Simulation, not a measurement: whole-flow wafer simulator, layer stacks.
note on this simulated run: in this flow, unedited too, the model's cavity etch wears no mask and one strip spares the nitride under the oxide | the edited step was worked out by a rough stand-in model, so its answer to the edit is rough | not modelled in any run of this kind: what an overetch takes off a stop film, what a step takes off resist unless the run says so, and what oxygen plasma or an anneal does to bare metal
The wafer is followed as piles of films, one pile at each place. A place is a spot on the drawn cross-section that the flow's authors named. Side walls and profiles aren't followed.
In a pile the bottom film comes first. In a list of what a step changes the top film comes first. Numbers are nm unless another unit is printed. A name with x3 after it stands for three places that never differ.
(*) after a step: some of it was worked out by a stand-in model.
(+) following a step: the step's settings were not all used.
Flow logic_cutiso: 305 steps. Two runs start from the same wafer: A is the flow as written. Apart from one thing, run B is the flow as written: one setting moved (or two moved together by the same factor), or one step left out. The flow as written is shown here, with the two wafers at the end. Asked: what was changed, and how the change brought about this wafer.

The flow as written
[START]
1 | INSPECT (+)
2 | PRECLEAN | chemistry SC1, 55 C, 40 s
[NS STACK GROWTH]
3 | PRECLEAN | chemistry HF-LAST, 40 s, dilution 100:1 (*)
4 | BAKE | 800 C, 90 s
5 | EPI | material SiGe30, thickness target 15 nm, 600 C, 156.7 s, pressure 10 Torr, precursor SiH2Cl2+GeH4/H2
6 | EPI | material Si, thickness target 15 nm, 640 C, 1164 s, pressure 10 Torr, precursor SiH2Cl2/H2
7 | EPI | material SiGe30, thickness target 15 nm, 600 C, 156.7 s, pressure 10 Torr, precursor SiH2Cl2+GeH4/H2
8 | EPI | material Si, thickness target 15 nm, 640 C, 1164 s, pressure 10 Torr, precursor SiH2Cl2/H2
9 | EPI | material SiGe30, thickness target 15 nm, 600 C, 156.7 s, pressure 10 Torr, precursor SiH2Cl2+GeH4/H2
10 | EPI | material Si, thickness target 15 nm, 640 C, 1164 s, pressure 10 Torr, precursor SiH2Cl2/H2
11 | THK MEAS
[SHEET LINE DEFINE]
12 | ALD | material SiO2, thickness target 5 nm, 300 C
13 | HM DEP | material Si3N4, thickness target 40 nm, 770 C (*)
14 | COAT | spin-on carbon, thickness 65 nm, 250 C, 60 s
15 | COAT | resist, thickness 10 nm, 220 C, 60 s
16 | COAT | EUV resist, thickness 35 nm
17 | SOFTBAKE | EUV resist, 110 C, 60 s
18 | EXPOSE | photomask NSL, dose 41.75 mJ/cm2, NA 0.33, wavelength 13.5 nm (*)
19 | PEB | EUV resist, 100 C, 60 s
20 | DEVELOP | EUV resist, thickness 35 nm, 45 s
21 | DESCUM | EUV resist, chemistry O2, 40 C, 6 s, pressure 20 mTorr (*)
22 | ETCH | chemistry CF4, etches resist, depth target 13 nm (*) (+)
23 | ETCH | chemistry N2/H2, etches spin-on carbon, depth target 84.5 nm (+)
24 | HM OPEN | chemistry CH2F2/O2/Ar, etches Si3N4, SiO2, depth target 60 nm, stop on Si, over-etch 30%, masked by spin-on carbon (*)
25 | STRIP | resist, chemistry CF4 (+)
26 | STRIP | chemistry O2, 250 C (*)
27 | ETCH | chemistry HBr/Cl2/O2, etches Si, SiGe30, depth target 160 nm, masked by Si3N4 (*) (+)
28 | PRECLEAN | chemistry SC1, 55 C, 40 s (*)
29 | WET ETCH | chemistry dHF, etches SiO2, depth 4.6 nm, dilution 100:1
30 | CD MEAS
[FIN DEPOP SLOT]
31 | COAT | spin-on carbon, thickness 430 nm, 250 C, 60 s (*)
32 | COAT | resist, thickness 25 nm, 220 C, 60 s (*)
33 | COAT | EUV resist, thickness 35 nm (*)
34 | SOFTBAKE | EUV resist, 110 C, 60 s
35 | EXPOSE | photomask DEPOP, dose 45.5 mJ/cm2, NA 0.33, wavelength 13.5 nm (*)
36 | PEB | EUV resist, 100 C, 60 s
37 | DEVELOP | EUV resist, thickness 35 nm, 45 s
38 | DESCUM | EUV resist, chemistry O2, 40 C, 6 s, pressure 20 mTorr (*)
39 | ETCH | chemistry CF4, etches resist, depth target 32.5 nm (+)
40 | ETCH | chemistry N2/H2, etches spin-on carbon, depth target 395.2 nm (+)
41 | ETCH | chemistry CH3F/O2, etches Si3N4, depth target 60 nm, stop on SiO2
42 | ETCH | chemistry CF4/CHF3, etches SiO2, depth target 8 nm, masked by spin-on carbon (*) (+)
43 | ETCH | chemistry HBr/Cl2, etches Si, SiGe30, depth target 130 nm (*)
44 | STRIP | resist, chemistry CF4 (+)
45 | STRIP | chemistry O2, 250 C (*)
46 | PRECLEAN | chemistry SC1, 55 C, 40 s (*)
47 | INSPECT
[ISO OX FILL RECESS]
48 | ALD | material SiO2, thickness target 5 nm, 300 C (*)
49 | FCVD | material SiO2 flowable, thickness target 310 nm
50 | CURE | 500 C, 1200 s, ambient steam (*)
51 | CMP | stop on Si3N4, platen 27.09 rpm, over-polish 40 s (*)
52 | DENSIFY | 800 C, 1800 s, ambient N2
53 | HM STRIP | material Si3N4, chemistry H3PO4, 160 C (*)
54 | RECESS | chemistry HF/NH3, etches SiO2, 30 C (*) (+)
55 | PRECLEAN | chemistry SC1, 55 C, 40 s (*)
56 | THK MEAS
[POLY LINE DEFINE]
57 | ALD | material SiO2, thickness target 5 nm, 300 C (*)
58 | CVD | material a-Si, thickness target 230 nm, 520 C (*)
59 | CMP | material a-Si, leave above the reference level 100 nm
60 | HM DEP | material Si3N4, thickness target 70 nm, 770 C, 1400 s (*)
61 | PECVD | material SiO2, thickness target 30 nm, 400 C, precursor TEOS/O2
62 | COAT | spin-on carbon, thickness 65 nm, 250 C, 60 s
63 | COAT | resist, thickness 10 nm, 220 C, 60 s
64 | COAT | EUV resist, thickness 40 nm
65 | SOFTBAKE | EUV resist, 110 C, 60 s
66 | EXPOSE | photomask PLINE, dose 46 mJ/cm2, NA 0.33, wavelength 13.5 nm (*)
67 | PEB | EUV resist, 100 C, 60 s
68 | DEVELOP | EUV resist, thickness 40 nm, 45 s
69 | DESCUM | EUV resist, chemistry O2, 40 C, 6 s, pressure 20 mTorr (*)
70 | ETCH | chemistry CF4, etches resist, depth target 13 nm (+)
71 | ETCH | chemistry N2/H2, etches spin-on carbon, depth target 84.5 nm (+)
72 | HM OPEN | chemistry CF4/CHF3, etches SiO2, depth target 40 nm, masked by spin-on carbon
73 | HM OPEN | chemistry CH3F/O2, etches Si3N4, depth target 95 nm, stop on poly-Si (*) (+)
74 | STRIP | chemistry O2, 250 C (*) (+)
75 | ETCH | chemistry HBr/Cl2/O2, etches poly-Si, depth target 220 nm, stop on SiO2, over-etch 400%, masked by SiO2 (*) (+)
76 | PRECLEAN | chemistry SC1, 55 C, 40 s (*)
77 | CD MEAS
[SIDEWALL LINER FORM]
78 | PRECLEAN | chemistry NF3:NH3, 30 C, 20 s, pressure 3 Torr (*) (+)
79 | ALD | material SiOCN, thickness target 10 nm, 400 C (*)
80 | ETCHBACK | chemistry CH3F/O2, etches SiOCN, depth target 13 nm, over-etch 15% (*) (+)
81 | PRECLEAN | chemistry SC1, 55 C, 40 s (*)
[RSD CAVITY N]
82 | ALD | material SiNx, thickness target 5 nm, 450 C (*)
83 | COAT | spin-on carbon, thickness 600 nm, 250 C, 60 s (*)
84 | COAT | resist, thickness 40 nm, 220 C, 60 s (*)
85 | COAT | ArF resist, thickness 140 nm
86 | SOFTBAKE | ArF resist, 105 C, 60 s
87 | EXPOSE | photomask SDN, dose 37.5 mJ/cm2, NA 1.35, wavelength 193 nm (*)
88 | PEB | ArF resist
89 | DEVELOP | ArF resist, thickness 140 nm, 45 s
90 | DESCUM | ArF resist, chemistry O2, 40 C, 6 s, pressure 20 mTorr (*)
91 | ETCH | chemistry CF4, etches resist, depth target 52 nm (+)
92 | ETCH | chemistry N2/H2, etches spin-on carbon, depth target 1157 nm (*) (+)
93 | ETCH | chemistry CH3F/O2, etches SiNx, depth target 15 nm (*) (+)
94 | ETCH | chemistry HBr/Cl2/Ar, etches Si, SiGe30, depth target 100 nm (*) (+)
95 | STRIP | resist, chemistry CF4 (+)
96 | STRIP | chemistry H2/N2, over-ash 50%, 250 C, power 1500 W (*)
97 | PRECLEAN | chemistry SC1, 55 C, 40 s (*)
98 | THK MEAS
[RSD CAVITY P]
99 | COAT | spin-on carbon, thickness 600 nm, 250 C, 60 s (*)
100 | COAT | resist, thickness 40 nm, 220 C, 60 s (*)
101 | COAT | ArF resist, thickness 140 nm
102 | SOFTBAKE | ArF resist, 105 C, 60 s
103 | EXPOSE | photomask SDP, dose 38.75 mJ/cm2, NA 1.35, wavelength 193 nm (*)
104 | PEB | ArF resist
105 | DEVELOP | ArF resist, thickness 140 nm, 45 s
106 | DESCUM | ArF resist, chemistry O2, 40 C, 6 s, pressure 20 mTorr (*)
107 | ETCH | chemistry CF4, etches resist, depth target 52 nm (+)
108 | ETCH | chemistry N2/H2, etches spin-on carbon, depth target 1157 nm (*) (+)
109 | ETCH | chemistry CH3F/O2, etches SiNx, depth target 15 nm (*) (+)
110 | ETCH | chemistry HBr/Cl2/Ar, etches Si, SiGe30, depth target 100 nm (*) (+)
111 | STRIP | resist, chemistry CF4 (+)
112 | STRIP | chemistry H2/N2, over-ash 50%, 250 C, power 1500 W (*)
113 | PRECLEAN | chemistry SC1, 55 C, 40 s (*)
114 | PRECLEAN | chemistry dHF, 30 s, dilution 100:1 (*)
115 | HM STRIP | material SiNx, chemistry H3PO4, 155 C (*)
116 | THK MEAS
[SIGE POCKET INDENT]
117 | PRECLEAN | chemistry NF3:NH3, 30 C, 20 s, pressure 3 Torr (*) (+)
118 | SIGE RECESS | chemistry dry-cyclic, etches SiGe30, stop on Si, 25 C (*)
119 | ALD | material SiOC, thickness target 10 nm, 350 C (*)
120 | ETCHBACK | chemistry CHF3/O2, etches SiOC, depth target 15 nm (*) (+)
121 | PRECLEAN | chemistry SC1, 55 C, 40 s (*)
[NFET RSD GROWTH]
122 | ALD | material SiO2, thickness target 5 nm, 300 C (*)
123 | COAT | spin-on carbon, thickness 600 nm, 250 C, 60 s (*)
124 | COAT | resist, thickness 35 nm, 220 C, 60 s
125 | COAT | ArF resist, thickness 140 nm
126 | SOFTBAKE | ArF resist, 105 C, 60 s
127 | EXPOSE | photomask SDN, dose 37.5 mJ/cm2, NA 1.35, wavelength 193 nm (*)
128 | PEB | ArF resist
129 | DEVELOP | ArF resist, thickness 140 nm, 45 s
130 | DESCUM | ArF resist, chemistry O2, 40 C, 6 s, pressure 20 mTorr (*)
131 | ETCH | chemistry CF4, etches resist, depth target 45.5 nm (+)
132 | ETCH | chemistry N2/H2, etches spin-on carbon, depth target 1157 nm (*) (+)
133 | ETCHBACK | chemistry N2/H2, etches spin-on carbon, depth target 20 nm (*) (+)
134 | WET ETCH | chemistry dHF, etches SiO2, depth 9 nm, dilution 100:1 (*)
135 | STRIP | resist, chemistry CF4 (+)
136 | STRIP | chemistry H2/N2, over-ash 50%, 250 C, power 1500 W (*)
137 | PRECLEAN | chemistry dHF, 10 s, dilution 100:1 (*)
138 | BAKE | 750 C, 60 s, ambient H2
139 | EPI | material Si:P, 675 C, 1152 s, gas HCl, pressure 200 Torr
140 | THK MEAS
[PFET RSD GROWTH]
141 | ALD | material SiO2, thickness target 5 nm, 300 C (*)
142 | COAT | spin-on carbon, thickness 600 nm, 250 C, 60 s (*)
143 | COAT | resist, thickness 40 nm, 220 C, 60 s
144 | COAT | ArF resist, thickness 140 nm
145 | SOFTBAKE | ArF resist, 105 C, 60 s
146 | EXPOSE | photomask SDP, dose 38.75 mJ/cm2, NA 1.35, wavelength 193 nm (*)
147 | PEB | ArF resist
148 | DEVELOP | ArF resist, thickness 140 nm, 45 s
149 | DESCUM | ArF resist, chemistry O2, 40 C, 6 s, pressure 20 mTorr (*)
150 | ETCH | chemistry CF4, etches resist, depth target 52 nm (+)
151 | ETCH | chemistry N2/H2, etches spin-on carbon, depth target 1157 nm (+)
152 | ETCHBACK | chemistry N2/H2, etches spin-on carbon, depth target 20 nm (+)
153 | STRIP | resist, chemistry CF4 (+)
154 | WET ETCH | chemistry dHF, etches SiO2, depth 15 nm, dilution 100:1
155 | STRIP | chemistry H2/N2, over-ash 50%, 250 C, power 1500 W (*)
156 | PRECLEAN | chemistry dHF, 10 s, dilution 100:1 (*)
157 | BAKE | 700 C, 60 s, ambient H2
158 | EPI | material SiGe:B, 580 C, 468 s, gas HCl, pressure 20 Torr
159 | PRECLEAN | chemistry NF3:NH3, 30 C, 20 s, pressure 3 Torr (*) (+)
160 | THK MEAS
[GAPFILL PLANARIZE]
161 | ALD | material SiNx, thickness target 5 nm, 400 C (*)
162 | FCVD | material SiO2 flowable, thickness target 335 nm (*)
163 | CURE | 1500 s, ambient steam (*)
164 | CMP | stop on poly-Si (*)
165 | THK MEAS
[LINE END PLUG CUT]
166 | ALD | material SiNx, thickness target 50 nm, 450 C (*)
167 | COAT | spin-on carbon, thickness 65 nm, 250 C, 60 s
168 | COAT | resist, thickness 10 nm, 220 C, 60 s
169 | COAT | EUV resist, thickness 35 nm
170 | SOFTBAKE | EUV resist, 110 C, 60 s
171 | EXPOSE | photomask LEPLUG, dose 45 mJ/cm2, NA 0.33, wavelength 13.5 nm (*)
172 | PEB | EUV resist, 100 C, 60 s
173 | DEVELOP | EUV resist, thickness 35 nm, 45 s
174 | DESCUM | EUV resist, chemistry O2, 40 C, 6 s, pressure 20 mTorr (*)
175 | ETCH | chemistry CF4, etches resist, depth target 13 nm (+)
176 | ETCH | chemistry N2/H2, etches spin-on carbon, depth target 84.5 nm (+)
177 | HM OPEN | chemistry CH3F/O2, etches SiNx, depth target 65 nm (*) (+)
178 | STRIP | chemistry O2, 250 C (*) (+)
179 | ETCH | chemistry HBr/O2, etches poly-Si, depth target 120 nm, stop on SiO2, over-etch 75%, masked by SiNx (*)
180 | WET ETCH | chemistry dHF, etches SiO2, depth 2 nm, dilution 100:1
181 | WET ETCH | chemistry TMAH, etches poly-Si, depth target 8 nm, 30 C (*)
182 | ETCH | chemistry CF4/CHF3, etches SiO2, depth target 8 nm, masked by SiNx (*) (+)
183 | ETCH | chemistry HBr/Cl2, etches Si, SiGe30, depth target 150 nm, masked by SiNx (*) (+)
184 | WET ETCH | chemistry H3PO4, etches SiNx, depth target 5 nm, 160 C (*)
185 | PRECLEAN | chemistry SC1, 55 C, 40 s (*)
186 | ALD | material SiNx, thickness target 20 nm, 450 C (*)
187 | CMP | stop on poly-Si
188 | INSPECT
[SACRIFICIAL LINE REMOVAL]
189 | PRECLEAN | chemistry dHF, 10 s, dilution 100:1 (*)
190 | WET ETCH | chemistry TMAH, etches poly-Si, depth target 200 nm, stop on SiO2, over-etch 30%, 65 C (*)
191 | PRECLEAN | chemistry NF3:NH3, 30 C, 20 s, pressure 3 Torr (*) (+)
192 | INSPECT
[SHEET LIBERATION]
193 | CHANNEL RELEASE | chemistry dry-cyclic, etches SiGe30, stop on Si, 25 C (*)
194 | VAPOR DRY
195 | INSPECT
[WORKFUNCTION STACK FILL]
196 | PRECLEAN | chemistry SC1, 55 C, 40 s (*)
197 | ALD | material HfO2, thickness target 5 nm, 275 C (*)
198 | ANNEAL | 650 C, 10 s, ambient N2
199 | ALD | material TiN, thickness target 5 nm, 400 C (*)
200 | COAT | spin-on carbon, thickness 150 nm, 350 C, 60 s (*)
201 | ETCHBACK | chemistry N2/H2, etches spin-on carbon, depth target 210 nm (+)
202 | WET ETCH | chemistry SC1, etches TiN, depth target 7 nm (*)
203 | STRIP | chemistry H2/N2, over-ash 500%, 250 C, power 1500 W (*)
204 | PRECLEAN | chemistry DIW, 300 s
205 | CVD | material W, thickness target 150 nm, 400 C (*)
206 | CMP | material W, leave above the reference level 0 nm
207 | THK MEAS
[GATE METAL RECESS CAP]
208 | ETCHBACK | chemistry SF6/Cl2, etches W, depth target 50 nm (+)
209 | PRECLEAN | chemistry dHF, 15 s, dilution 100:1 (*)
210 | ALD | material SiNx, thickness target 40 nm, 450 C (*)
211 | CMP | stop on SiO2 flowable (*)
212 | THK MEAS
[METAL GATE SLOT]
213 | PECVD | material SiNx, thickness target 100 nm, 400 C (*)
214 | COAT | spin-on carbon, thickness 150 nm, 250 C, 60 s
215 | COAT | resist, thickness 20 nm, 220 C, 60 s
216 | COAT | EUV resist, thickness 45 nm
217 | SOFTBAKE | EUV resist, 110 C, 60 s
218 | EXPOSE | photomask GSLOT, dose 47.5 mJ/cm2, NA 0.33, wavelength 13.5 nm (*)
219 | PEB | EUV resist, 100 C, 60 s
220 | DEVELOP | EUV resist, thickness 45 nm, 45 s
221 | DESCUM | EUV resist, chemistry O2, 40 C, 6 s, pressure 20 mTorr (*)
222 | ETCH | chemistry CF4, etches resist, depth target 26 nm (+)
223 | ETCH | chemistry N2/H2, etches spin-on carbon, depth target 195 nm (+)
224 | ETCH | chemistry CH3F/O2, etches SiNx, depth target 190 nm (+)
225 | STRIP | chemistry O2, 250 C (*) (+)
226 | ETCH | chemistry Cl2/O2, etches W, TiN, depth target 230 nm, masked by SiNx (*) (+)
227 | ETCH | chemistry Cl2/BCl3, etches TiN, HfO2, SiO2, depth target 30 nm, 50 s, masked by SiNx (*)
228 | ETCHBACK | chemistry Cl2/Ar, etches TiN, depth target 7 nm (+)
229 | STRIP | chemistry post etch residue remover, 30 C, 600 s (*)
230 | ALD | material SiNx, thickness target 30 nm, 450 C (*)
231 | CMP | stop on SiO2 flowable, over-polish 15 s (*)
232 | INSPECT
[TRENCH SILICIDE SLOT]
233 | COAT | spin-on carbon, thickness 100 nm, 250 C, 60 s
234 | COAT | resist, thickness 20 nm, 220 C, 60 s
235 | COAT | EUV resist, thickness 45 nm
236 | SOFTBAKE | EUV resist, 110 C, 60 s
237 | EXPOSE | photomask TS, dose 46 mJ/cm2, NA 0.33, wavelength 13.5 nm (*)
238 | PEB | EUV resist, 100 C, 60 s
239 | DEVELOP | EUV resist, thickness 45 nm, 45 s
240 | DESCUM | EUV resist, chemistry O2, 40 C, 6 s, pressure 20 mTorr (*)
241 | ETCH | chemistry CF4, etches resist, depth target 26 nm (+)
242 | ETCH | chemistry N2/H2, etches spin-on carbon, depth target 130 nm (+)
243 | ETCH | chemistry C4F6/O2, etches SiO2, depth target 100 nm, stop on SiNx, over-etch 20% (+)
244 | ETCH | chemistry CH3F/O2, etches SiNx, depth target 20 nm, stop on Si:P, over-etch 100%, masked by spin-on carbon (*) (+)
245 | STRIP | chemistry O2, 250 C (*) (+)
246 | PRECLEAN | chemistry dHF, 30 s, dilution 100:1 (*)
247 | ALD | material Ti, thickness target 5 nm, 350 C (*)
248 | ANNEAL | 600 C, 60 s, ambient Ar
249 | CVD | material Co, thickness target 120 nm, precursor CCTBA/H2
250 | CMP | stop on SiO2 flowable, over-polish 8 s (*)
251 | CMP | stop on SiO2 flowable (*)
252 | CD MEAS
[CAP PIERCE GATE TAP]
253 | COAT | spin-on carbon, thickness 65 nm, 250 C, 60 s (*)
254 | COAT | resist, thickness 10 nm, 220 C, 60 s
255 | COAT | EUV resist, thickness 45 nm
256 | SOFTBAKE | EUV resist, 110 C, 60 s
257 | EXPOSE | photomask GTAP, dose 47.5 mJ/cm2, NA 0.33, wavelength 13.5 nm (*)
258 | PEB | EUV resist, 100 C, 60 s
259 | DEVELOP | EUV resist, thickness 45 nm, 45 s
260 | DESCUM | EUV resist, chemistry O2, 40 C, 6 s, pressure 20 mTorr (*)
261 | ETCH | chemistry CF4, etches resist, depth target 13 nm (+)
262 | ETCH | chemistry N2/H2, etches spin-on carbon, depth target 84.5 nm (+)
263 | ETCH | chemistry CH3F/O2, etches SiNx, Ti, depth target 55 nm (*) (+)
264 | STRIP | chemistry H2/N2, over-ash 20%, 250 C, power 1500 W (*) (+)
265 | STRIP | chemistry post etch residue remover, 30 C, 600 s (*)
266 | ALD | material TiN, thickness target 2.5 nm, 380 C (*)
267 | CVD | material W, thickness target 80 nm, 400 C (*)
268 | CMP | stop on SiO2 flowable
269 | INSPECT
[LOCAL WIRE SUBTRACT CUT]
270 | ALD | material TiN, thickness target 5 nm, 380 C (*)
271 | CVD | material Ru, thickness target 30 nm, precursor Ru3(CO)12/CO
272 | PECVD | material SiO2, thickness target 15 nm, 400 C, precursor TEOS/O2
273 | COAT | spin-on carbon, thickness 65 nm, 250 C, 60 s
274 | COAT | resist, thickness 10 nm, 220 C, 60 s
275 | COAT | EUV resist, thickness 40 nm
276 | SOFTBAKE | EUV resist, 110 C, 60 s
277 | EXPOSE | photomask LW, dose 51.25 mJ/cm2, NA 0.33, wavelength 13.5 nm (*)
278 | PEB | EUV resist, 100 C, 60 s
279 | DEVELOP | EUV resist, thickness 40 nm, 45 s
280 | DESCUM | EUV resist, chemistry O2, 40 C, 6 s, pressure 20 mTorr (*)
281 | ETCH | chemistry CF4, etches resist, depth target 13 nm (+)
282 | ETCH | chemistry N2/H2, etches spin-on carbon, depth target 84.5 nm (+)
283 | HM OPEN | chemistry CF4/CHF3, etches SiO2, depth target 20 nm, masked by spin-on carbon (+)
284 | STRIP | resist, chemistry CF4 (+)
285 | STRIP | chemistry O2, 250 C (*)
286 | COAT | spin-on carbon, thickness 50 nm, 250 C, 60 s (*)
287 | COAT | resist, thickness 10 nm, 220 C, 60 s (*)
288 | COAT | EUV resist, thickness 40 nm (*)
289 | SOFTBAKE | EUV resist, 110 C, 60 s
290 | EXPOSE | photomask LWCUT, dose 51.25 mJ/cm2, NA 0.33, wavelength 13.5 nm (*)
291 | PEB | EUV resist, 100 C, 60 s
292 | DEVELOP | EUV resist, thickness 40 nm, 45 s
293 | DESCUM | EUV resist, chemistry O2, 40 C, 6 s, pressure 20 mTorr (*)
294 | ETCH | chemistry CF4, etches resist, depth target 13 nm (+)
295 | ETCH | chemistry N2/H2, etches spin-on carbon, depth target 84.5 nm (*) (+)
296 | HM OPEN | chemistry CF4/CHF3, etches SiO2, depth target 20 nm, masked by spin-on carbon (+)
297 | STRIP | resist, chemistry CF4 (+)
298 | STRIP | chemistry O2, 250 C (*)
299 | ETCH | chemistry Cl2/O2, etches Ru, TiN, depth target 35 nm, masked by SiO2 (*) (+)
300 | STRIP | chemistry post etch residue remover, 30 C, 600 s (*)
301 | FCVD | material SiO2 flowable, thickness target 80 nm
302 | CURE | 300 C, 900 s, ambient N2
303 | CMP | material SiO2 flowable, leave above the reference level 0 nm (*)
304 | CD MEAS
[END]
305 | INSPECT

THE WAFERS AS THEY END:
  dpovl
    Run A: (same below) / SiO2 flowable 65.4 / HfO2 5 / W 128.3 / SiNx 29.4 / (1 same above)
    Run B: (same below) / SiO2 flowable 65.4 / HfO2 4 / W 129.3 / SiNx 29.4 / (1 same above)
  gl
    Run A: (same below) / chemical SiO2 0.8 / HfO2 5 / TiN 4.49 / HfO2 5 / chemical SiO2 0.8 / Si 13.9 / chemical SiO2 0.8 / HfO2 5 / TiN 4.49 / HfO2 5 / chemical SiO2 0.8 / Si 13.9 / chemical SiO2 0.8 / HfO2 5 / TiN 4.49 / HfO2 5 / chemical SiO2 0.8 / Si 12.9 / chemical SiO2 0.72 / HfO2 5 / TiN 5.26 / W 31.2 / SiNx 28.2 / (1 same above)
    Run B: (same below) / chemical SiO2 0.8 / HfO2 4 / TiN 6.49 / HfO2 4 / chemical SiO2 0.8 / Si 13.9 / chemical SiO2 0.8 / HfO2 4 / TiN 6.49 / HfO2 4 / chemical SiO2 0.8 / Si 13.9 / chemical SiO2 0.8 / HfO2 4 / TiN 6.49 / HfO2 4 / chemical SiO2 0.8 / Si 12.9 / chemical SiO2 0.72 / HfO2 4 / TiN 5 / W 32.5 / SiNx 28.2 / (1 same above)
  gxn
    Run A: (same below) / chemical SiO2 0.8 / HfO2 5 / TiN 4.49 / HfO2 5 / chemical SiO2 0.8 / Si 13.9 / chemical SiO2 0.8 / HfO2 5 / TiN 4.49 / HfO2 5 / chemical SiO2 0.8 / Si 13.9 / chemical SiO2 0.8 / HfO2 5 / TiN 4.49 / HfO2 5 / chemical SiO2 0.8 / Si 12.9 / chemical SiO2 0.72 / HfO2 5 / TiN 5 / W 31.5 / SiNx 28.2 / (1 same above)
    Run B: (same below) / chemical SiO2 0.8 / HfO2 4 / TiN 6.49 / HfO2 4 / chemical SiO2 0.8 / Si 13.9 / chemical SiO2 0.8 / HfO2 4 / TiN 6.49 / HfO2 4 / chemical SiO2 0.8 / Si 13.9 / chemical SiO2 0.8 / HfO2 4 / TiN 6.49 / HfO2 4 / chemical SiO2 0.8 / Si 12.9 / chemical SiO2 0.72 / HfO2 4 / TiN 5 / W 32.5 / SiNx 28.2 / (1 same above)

What caused this: step 197, ALD: thickness target 4 nm was run, whereas the flow has thickness target 5 nm.
The wafer itself shows it: dpovl has HfO2 4, and step 197 as written asks for 5 nm.

Step by step, how the change led to this:
  197 | ALD | material HfO2, thickness target 5 nm, 275 C (*)
      depop, dpovl, gfld and 12 more: A +5 HfO2 (new film) | B +4 HfO2 (new film)
      gl, glp, gxn, gxp, ns, tap: A +5 HfO2 (new film), +5 HfO2 (new film), -10 cavity, +5 HfO2 (new film), +5 HfO2 (new film), -10 cavity, +5 HfO2 (new film), +5 HfO2 (new film), -10 cavity, +5 HfO2 (new film) | B +4 HfO2 (new film), +4 HfO2 (new film), -8 cavity, +4 HfO2 (new film), +4 HfO2 (new film), -8 cavity, +4 HfO2 (new film), +4 HfO2 (new film), -8 cavity, +4 HfO2 (new film)
      (and at 1 other place as well)
  199 | ALD | material TiN, thickness target 5 nm, 400 C (*)
      gl, glp, tap: A +5.26 TiN (new film), +4.49 TiN (new film), -4.49 cavity (all of it), +4.49 TiN (new film), -4.49 cavity (all of it), +4.49 TiN (new film), -4.49 cavity (all of it) | B +5 TiN (new film), +6.49 TiN (new film), -6.49 cavity (all of it), +6.49 TiN (new film), -6.49 cavity (all of it), +6.49 TiN (new film), -6.49 cavity (all of it)
      gxn, gxp, ns: A +5 TiN (new film), +4.49 TiN (new film), -4.49 cavity (all of it), +4.49 TiN (new film), -4.49 cavity (all of it), +4.49 TiN (new film), -4.49 cavity (all of it) | B +5 TiN (new film), +6.49 TiN (new film), -6.49 cavity (all of it), +6.49 TiN (new film), -6.49 cavity (all of it), +6.49 TiN (new film), -6.49 cavity (all of it)
      (and at 2 other places as well)
  200 | COAT | spin-on carbon, thickness 150 nm, 350 C, 60 s (*)
      lnr, lnrp: A +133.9 spin-on carbon (new film) | B +131 spin-on carbon (new film)
      rsdn, rsdw: A +145.8 spin-on carbon (new film) | B +142.8 spin-on carbon (new film)
      (and at 7 other places as well)
  201 | ETCHBACK | chemistry N2/H2, etches spin-on carbon, depth target 210 nm (+)
      lnr, lnrp: A -133.9 spin-on carbon (all of it) | B -131 spin-on carbon (all of it)
      rsdn, rsdw: A -145.8 spin-on carbon (all of it) | B -142.8 spin-on carbon (all of it)
      (and at 7 other places as well)
  203 | STRIP | chemistry H2/N2, over-ash 500%, 250 C, power 1500 W (*)
      gl, glp: A -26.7 spin-on carbon (all of it) | B -24 spin-on carbon (all of it)
      gxn, gxp: A -26.8 spin-on carbon (all of it) | B -23.7 spin-on carbon (all of it)
      (and at 3 other places as well)
  206 | CMP | material W, leave above the reference level 0 nm
      lnr, lnri, lnrp, lnrt: A -150 W (all of it), -5 HfO2 (all of it), -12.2 SiOCN | B -150 W (all of it), -4 HfO2 (all of it), -12.2 SiOCN
      rsdn, rsdp, rsdw, rsdx: A -162.2 W (all of it), -5 HfO2 (all of it) | B -162.2 W (all of it), -4 HfO2 (all of it)
      (and at 2 other places as well)
  226 | ETCH | chemistry Cl2/O2, etches W, TiN, depth target 230 nm, masked by SiNx (*) (+)
      gfld: A -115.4 W (all of it), -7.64 TiN (all of it), -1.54 HfO2 | B -115.4 W (all of it), -8.64 TiN (all of it), -1.55 HfO2
  227 | ETCH | chemistry Cl2/BCl3, etches TiN, HfO2, SiO2, depth target 30 nm, 50 s, masked by SiNx (*)
      gfld: A -3.46 HfO2 (all of it), -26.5 SiO2 flowable | B -2.45 HfO2 (all of it), -27.6 SiO2 flowable
